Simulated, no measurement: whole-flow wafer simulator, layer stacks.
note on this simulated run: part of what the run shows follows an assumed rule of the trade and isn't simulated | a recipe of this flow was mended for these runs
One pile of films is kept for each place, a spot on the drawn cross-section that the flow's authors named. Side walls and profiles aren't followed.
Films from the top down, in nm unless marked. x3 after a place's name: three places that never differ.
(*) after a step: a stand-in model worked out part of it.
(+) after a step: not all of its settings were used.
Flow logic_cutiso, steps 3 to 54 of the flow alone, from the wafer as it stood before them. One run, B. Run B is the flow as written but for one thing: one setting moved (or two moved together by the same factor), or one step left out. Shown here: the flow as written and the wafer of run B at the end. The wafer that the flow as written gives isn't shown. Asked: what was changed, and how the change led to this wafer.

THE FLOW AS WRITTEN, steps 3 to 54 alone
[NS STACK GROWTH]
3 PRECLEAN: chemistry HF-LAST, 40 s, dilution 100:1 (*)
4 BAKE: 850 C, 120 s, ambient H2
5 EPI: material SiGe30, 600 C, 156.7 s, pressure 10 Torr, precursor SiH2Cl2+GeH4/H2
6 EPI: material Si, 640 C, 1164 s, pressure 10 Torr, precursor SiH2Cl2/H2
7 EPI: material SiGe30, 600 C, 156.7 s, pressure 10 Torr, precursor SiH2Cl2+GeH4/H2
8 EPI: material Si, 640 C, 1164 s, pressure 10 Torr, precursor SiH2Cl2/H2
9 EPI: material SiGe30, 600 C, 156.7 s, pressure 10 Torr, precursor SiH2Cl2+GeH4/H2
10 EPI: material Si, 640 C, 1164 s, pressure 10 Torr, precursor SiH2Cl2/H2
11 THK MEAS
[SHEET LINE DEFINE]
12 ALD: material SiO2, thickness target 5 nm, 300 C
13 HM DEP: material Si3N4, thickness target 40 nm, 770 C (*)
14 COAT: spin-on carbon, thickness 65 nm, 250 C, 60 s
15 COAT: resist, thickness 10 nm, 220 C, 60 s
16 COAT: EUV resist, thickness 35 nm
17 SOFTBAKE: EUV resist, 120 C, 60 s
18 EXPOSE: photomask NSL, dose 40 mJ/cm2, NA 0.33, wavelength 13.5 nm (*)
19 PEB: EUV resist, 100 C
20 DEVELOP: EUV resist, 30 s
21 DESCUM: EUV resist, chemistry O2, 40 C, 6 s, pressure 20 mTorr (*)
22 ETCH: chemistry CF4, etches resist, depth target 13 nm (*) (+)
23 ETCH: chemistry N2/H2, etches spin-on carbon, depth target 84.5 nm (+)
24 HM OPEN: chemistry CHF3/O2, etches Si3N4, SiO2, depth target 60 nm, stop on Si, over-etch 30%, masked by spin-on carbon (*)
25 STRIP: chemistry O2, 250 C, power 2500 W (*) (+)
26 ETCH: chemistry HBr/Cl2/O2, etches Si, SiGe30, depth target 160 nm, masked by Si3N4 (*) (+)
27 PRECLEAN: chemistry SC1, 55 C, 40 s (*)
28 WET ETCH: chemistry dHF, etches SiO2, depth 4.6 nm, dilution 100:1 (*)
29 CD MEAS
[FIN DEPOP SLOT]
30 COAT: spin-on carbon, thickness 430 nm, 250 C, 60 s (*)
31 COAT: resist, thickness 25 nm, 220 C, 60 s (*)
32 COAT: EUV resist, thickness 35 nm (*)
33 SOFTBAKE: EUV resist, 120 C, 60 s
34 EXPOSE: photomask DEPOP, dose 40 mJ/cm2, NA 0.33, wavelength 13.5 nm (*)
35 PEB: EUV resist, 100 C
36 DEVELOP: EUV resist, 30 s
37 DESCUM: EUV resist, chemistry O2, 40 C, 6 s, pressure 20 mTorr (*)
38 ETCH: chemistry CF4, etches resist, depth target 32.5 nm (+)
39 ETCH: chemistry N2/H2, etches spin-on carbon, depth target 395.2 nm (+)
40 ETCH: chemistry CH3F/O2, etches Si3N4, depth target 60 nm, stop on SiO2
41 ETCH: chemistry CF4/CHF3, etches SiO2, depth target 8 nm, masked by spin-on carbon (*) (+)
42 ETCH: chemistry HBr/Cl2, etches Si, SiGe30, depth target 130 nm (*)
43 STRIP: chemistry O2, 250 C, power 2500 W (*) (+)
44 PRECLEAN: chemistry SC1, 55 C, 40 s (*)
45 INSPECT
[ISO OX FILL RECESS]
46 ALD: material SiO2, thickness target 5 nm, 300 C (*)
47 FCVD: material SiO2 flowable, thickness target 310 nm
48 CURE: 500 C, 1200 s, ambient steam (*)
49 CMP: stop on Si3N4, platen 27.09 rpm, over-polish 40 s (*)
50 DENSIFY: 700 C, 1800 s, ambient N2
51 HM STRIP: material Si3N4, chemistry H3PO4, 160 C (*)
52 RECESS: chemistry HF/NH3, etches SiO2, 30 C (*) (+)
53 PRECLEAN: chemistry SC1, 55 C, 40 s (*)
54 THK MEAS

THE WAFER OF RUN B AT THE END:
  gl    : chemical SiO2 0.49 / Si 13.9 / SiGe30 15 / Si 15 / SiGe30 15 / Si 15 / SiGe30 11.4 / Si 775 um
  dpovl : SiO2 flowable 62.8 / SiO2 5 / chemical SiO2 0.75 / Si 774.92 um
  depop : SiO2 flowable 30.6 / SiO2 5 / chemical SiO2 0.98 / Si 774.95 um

The cause: step 5, EPI: 119.1 s was run, where the flow has 156.7 s.

How the change led to this, step by step:
  5 EPI: material SiGe30, 600 C, 156.7 s, pressure 10 Torr, precursor SiH2Cl2+GeH4/H2
      depop, dpovl, gfld and 19 more: SiGe30 +11.4 (new film) (as written it would be: SiGe30 +15 (new film))
  26 ETCH: chemistry HBr/Cl2/O2, etches Si, SiGe30, depth target 160 nm, masked by Si3N4 (*) (+)
      dpovl, gfld, gxf, iso, isow, lnri, nsgap: chemical SiO2 -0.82 (all of it), Si -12 (all of it), SiGe30 -15 (all of it), Si -15 (all of it), SiGe30 -15 (all of it), Si -15 (all of it), SiGe30 -11.4 (all of it), Si -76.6 (as written it would be: chemical SiO2 -0.82 (all of it), Si -12 (all of it), SiGe30 -15 (all of it), Si -15 (all of it), SiGe30 -15 (all of it), Si -15 (all of it), SiGe30 -15 (all of it), Si -73)
  42 ETCH: chemistry HBr/Cl2, etches Si, SiGe30, depth target 130 nm (*)
      depop: Si -13.8 (all of it), SiGe30 -15 (all of it), Si -15 (all of it), SiGe30 -15 (all of it), Si -15 (all of it), SiGe30 -11.4 (all of it), Si -44.8 (as written it would be: Si -13.8 (all of it), SiGe30 -15 (all of it), Si -15 (all of it), SiGe30 -15 (all of it), Si -15 (all of it), SiGe30 -15 (all of it), Si -41.2)
